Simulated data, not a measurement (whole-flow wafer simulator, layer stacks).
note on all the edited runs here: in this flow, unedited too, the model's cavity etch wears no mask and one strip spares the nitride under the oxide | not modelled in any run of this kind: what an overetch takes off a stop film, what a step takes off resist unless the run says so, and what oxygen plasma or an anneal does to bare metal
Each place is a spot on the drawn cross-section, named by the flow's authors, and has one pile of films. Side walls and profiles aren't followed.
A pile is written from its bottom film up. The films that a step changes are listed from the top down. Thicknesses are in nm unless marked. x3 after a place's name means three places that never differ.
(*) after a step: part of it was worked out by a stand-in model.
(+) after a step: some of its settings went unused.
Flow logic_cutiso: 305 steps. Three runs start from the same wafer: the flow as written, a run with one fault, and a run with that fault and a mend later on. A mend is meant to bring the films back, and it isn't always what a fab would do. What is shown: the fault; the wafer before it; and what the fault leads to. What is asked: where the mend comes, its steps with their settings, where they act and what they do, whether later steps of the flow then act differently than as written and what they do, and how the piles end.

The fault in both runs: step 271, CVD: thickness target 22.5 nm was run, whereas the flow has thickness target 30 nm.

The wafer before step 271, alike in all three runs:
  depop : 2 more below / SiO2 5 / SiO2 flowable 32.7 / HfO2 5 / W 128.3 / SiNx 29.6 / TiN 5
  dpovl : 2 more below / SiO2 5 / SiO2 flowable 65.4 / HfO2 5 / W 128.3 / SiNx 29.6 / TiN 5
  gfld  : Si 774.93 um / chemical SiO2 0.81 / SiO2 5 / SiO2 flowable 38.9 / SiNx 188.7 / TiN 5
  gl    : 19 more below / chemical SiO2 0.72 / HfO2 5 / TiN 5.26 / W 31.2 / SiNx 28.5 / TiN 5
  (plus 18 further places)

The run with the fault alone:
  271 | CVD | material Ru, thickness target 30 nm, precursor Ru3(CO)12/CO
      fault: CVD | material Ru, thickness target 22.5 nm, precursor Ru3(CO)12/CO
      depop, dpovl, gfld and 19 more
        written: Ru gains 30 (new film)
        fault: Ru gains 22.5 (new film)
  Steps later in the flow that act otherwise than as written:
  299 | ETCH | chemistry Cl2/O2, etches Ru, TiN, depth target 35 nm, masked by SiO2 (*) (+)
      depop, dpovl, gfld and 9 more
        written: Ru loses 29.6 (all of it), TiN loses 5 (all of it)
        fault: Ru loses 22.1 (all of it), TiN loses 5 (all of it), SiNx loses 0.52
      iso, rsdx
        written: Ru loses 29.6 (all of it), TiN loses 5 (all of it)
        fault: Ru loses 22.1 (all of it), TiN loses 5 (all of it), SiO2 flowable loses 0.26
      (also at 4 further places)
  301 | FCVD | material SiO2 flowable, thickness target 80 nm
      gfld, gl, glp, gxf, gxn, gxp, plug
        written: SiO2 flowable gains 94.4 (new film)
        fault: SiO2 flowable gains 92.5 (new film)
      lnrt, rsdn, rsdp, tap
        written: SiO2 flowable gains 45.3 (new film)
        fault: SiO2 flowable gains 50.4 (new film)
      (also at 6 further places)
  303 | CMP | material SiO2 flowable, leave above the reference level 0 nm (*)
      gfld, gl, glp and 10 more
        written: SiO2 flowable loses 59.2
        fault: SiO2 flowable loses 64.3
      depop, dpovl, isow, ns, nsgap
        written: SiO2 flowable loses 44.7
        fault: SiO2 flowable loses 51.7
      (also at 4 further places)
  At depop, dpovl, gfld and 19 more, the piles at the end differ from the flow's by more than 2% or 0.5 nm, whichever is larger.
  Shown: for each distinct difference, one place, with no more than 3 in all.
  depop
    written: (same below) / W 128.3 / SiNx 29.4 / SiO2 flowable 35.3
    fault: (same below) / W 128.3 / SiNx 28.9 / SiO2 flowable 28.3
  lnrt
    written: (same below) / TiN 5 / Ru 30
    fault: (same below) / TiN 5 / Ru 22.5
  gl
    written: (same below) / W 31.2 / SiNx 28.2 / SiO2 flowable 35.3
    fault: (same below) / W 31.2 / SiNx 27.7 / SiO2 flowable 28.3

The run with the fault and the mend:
  The mend stands after step 271.
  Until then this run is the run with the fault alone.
  271a | CVD | material Ru, thickness target 7.5 nm, precursor Ru3(CO)12/CO (the flow's step 271 again, with other settings)
      depop, dpovl, gfld and 19 more
        Ru gains 7.5
  Every later step of the flow that is run acts as written at every place that is followed.
  The piles end the same as the flow's at every place that both follow.
